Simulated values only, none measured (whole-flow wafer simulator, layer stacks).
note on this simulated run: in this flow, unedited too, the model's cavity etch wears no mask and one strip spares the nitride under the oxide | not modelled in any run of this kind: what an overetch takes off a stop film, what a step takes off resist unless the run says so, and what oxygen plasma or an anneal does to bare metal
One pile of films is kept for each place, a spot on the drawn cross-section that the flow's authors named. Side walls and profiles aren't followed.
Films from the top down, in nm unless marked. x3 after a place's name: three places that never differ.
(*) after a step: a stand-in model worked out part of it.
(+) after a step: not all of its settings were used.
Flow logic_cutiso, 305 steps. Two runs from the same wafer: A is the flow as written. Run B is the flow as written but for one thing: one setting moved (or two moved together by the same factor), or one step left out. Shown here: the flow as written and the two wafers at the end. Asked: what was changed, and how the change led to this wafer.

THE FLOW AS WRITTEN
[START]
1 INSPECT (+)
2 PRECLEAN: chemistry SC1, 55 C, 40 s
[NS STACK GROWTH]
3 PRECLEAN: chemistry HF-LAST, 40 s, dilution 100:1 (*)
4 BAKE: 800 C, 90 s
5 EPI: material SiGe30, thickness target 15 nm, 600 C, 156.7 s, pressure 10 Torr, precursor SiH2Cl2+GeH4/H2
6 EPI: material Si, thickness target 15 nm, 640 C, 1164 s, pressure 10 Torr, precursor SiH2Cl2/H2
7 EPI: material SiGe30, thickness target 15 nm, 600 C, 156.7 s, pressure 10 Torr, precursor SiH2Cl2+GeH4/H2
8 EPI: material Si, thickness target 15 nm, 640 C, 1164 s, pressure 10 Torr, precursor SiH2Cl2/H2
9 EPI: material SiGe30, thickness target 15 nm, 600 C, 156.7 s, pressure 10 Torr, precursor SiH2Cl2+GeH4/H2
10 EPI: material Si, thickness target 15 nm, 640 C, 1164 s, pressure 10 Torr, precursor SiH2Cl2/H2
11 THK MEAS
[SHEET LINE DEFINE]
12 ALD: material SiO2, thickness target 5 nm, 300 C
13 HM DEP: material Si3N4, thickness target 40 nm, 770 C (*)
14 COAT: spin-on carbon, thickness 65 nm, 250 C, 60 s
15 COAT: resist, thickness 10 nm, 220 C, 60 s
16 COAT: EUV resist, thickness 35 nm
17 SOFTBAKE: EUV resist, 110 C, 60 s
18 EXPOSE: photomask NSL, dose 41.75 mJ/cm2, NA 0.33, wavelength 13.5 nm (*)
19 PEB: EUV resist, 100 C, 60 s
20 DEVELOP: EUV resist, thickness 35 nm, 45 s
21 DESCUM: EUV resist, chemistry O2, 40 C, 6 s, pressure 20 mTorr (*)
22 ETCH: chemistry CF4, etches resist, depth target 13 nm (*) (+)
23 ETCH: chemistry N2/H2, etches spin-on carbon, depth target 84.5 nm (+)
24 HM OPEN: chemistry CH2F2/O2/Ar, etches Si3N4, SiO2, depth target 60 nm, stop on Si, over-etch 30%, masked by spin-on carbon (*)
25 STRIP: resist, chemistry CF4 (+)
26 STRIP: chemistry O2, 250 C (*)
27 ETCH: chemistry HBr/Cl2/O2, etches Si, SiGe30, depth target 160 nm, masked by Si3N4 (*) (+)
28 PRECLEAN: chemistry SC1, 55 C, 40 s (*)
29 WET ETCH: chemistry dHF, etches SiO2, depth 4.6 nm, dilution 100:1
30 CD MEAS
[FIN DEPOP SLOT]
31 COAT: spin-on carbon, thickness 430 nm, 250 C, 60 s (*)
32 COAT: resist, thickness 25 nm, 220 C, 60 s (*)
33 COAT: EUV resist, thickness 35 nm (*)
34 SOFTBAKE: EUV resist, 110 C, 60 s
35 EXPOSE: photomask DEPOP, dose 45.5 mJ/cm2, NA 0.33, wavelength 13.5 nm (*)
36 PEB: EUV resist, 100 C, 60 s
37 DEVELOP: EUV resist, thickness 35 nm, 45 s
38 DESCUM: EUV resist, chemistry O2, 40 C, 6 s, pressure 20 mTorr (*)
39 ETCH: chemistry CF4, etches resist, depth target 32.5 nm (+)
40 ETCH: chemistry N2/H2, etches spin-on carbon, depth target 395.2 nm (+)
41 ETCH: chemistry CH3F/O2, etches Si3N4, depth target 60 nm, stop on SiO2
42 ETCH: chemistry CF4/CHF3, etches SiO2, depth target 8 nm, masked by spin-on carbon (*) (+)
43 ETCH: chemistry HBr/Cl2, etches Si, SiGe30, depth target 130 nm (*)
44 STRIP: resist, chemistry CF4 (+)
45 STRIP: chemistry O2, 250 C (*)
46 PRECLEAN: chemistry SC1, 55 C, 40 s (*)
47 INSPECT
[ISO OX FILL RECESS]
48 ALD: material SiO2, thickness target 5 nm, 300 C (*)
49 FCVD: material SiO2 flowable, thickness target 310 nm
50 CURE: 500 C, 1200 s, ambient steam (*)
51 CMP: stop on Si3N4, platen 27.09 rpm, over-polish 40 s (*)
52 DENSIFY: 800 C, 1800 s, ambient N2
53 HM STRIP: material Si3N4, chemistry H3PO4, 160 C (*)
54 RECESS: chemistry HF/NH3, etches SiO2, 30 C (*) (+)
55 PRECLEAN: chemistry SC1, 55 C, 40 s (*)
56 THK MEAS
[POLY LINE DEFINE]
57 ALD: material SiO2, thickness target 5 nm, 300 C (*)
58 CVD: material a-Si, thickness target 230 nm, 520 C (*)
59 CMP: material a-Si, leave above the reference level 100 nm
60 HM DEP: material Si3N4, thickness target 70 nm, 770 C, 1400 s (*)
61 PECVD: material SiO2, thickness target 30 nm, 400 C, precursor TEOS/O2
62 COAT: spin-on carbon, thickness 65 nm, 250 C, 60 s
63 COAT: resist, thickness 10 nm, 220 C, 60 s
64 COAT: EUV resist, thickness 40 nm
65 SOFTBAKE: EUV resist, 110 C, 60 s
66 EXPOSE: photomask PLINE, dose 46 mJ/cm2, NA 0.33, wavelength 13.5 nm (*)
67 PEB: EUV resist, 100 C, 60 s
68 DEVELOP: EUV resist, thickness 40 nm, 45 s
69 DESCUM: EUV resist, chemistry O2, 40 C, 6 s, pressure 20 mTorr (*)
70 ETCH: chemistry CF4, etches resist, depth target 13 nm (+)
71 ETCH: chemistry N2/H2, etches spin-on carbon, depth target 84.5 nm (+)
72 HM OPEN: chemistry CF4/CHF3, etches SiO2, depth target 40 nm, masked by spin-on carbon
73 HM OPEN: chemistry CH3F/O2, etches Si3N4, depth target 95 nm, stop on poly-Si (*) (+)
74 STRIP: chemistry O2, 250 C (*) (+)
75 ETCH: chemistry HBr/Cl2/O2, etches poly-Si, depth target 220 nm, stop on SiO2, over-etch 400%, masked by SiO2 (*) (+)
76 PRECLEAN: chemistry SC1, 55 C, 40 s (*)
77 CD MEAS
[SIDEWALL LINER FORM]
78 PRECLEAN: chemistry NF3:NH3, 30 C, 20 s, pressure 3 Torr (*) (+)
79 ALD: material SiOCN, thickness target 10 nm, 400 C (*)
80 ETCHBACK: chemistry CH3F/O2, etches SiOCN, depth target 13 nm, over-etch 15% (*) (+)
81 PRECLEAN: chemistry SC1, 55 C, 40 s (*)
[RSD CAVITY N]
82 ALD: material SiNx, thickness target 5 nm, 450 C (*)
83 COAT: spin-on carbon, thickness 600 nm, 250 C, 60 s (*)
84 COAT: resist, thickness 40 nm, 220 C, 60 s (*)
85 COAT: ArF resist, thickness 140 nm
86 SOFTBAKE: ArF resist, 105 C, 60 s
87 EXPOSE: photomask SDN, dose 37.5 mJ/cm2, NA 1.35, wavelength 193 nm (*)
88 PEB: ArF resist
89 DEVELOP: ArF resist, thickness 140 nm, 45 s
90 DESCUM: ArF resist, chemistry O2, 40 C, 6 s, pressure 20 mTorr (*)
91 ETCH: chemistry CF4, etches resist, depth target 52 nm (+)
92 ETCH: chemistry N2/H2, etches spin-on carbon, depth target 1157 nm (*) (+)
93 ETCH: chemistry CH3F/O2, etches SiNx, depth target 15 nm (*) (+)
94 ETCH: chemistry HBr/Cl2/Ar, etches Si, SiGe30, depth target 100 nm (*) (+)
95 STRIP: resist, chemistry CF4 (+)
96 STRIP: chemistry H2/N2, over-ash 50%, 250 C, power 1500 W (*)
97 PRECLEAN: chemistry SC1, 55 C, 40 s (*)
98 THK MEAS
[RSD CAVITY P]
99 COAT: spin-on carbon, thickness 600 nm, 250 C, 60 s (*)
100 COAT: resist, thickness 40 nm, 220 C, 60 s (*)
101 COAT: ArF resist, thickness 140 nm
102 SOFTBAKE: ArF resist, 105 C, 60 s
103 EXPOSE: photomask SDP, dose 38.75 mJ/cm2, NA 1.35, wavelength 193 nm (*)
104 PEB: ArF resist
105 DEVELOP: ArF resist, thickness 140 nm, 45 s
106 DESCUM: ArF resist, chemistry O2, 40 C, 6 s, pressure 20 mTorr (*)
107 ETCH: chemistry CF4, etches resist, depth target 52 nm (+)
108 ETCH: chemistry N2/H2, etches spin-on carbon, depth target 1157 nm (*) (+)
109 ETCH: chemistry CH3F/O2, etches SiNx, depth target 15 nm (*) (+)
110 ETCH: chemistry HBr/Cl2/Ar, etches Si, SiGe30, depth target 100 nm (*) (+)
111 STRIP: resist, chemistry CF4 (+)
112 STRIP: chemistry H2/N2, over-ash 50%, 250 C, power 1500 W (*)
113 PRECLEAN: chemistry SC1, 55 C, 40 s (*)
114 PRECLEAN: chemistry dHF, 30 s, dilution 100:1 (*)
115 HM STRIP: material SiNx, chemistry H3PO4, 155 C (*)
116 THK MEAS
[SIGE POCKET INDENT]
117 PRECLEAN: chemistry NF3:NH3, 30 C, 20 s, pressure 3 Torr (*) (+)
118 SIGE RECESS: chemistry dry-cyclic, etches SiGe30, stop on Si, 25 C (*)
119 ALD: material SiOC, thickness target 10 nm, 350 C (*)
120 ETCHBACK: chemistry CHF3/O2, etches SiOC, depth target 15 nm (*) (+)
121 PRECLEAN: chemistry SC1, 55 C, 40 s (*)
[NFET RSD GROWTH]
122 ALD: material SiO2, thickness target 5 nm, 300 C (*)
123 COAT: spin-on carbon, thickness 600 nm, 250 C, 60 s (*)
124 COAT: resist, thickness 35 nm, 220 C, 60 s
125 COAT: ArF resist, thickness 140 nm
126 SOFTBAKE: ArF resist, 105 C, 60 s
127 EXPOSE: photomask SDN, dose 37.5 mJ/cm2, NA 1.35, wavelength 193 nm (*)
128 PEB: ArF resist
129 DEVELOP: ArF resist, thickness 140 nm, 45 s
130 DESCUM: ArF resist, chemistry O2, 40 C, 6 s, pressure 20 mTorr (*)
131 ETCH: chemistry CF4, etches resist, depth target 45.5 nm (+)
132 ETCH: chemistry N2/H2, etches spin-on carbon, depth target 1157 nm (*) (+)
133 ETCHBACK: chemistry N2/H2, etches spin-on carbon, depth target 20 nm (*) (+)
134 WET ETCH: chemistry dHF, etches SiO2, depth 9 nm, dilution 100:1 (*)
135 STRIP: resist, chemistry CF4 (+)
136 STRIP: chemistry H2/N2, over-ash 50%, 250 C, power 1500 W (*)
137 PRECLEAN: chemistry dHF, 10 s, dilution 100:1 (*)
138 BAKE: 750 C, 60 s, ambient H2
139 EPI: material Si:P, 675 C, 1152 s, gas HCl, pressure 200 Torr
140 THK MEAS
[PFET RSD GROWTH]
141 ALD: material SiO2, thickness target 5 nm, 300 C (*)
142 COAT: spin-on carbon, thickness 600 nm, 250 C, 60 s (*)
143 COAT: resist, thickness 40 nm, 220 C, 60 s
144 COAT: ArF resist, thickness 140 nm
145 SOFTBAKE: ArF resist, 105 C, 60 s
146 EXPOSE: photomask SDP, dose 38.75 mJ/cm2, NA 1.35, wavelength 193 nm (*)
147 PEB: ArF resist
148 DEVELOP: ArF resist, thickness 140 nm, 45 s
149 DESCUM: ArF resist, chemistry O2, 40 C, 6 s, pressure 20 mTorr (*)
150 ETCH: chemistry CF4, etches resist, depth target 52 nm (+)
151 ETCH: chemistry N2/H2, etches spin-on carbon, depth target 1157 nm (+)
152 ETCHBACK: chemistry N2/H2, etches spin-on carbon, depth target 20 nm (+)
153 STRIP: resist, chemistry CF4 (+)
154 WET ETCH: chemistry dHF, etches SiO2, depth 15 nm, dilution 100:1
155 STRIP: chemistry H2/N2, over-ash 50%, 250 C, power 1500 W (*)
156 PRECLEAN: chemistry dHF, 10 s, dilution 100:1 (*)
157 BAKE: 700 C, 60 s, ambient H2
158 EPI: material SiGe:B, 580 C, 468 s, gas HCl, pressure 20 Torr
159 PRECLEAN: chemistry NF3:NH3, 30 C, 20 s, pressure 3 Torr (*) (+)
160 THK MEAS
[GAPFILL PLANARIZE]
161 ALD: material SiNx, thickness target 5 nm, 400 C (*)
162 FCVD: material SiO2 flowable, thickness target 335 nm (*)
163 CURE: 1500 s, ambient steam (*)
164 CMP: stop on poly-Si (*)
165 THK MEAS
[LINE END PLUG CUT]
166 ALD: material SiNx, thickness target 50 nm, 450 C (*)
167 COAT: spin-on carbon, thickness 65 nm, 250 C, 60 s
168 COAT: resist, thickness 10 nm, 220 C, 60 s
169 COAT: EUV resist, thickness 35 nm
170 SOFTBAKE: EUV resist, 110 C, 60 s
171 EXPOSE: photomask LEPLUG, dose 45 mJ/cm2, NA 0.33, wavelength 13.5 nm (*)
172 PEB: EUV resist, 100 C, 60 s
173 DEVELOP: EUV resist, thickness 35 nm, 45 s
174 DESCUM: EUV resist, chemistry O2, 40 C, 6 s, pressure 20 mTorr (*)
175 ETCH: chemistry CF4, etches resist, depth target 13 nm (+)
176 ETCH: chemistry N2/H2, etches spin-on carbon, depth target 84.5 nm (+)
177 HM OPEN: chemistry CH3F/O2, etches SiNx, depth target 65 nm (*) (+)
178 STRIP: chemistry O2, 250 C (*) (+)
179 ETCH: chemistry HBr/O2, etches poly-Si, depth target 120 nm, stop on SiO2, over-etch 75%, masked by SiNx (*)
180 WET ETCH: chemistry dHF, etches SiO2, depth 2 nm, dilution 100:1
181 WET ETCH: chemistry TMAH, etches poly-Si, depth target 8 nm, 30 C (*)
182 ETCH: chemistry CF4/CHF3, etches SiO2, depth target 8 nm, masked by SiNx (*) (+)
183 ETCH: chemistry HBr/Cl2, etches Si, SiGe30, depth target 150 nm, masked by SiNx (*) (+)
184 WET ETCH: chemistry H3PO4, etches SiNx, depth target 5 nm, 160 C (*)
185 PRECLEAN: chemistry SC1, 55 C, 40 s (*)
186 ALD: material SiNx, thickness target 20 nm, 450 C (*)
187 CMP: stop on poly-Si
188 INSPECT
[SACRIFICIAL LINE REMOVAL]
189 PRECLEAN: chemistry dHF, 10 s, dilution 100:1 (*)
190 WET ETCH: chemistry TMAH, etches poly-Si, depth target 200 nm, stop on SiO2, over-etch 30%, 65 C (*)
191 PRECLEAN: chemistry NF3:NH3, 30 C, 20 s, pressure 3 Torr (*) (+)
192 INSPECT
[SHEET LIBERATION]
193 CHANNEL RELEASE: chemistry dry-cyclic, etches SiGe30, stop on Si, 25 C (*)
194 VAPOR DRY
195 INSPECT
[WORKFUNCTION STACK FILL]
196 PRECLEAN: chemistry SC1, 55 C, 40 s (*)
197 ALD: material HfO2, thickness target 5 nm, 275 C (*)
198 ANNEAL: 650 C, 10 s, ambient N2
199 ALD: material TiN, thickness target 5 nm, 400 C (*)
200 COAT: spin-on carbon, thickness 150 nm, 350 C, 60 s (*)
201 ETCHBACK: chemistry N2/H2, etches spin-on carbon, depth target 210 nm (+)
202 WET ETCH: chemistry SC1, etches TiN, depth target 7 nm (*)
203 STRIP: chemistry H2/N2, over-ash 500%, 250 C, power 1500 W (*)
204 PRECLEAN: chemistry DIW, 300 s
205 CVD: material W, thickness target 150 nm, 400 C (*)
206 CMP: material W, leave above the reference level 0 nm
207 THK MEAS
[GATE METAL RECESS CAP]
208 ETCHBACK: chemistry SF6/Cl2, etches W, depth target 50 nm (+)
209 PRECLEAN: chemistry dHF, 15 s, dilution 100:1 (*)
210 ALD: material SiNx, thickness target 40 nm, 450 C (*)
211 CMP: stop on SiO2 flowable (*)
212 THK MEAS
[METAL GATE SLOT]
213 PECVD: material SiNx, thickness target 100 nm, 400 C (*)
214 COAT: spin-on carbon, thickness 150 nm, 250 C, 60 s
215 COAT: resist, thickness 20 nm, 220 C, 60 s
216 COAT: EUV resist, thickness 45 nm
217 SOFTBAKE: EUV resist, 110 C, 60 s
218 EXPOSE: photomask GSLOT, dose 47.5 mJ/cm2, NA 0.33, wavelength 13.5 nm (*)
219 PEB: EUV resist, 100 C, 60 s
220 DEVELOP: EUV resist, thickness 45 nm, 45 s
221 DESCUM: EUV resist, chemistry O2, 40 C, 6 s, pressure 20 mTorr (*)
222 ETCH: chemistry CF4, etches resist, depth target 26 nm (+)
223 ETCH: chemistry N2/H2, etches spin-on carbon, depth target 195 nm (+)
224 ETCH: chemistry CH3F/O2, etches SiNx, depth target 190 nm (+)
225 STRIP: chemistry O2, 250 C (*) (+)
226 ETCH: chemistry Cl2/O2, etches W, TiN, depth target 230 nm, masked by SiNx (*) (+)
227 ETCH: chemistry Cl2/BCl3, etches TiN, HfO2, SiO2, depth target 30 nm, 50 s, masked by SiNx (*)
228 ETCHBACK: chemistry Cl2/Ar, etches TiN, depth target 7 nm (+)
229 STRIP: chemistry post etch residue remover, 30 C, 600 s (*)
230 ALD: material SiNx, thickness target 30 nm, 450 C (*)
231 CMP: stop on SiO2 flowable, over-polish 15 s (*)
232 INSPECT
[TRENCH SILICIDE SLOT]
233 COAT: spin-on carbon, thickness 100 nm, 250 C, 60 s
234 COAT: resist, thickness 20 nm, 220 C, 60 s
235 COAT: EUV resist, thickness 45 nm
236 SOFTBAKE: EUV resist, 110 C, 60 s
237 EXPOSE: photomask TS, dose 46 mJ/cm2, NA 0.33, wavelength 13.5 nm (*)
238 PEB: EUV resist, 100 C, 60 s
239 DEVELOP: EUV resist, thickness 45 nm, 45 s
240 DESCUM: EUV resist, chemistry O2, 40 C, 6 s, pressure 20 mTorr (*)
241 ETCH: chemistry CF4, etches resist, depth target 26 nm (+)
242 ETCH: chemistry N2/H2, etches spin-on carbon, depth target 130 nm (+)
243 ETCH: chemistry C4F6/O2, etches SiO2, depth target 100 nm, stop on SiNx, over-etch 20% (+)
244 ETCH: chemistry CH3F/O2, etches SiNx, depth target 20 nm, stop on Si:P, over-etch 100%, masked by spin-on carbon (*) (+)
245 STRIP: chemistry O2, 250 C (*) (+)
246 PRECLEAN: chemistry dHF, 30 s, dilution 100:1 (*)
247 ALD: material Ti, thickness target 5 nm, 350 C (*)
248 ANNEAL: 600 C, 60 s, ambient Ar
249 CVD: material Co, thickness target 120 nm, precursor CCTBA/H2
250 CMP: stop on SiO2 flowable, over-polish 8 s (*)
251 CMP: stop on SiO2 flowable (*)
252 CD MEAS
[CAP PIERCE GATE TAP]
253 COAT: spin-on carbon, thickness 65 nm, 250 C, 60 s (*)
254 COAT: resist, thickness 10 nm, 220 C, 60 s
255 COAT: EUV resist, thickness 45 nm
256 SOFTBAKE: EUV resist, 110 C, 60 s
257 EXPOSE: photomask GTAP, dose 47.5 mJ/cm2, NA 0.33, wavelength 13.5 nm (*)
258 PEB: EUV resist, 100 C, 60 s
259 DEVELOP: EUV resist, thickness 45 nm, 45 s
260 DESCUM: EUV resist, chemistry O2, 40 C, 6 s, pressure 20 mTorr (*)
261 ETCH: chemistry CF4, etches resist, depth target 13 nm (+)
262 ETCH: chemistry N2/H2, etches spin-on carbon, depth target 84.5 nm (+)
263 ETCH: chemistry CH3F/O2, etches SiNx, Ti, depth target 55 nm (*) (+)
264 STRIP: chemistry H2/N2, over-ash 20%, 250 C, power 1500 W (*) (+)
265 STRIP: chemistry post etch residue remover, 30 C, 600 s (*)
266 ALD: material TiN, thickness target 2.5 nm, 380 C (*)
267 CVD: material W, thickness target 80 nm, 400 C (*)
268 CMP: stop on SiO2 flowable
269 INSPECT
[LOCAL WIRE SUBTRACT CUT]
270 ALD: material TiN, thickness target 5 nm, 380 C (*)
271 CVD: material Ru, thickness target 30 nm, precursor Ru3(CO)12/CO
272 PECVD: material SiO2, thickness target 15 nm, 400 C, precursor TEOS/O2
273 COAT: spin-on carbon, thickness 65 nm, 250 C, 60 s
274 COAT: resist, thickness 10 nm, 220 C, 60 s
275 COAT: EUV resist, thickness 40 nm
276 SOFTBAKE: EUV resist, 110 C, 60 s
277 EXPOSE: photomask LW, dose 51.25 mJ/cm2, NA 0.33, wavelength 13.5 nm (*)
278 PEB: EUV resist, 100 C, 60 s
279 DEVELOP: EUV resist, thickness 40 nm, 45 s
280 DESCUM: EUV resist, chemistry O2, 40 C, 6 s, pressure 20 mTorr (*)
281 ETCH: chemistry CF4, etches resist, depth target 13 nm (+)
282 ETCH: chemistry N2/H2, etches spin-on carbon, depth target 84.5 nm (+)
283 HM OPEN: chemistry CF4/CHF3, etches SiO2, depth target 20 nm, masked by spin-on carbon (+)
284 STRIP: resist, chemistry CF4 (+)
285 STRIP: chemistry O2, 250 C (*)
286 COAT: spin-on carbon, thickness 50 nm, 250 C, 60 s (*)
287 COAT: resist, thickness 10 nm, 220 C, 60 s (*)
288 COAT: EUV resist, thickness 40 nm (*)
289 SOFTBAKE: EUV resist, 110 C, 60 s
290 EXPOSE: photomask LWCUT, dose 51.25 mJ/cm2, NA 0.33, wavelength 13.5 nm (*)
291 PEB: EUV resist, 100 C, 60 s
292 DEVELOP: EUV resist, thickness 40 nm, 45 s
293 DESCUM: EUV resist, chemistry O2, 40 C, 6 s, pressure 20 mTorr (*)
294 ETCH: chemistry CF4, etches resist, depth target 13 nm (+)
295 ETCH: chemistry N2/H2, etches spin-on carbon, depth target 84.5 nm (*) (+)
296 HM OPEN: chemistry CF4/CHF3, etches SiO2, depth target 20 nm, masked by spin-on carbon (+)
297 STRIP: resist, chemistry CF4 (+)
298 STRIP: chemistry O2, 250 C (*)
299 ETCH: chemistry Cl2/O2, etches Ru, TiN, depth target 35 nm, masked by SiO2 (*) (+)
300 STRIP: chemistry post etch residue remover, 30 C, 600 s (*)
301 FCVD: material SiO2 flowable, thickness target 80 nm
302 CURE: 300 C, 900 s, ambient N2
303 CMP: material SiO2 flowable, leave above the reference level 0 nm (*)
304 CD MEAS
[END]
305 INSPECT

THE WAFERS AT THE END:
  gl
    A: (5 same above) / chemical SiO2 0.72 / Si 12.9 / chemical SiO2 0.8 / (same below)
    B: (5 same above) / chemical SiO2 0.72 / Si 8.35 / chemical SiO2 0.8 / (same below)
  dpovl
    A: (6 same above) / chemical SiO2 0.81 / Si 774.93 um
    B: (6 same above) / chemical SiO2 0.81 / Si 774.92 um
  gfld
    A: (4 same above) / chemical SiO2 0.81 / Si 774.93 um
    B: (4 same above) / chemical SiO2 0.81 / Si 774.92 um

The cause: step 10, EPI: thickness target 10.5 nm was run, where the flow has thickness target 15 nm; step 10, EPI: 815.1 s was run, where the flow has 1164 s.

How the change led to this, step by step:
  10 EPI: material Si, thickness target 15 nm, 640 C, 1164 s, pressure 10 Torr, precursor SiH2Cl2/H2
      depop, dpovl, gfld and 19 more: A Si +15 (new film) | B Si +10.5 (new film)
  27 ETCH: chemistry HBr/Cl2/O2, etches Si, SiGe30, depth target 160 nm, masked by Si3N4 (*) (+)
      gfld, gxf, iso, lnri: A chemical SiO2 -0.79 (all of it), Si -11.4 (all of it), SiGe30 -15 (all of it), Si -15 (all of it), SiGe30 -15 (all of it), Si -15 (all of it), SiGe30 -15 (all of it), Si -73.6 | B chemical SiO2 -0.79 (all of it), Si -6.85 (all of it), SiGe30 -15 (all of it), Si -15 (all of it), SiGe30 -15 (all of it), Si -15 (all of it), SiGe30 -15 (all of it), Si -78.1
      dpovl, nsgap: A chemical SiO2 -0.79 (all of it), Si -11.8 (all of it), SiGe30 -15 (all of it), Si -15 (all of it), SiGe30 -15 (all of it), Si -15 (all of it), SiGe30 -15 (all of it), Si -73.2 | B chemical SiO2 -0.79 (all of it), Si -7.25 (all of it), SiGe30 -15 (all of it), Si -15 (all of it), SiGe30 -15 (all of it), Si -15 (all of it), SiGe30 -15 (all of it), Si -77.7
      (and at 1 more place)
  43 ETCH: chemistry HBr/Cl2, etches Si, SiGe30, depth target 130 nm (*)
      depop: A Si -14 (all of it), SiGe30 -15 (all of it), Si -15 (all of it), SiGe30 -15 (all of it), Si -15 (all of it), SiGe30 -15 (all of it), Si -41 | B Si -9.52 (all of it), SiGe30 -15 (all of it), Si -15 (all of it), SiGe30 -15 (all of it), Si -15 (all of it), SiGe30 -15 (all of it), Si -45.5
  94 ETCH: chemistry HBr/Cl2/Ar, etches Si, SiGe30, depth target 100 nm (*) (+)
      rsdn, rsdx: A chemical SiO2 -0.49 (all of it), Si -12.8 (all of it), SiGe30 -15 (all of it), Si -15 (all of it), SiGe30 -15 (all of it), Si -15 (all of it), SiGe30 -15 (all of it), Si -12.2 | B chemical SiO2 -0.49 (all of it), Si -8.32 (all of it), SiGe30 -15 (all of it), Si -15 (all of it), SiGe30 -15 (all of it), Si -15 (all of it), SiGe30 -15 (all of it), Si -16.7
  110 ETCH: chemistry HBr/Cl2/Ar, etches Si, SiGe30, depth target 100 nm (*) (+)
      rsdp, rsdw: A chemical SiO2 -0.49 (all of it), Si -12.8 (all of it), SiGe30 -15 (all of it), Si -15 (all of it), SiGe30 -15 (all of it), Si -15 (all of it), SiGe30 -15 (all of it), Si -12.2 | B chemical SiO2 -0.49 (all of it), Si -8.32 (all of it), SiGe30 -15 (all of it), Si -15 (all of it), SiGe30 -15 (all of it), Si -15 (all of it), SiGe30 -15 (all of it), Si -16.7
  183 ETCH: chemistry HBr/Cl2, etches Si, SiGe30, depth target 150 nm, masked by SiNx (*) (+)
      plug: A Si -13.6 (all of it), SiGe30 -15 (all of it), Si -15 (all of it), SiGe30 -15 (all of it), Si -15 (all of it), SiGe30 -15 (all of it), Si -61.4 | B Si -9.05 (all of it), SiGe30 -15 (all of it), Si -15 (all of it), SiGe30 -15 (all of it), Si -15 (all of it), SiGe30 -15 (all of it), Si -65.9
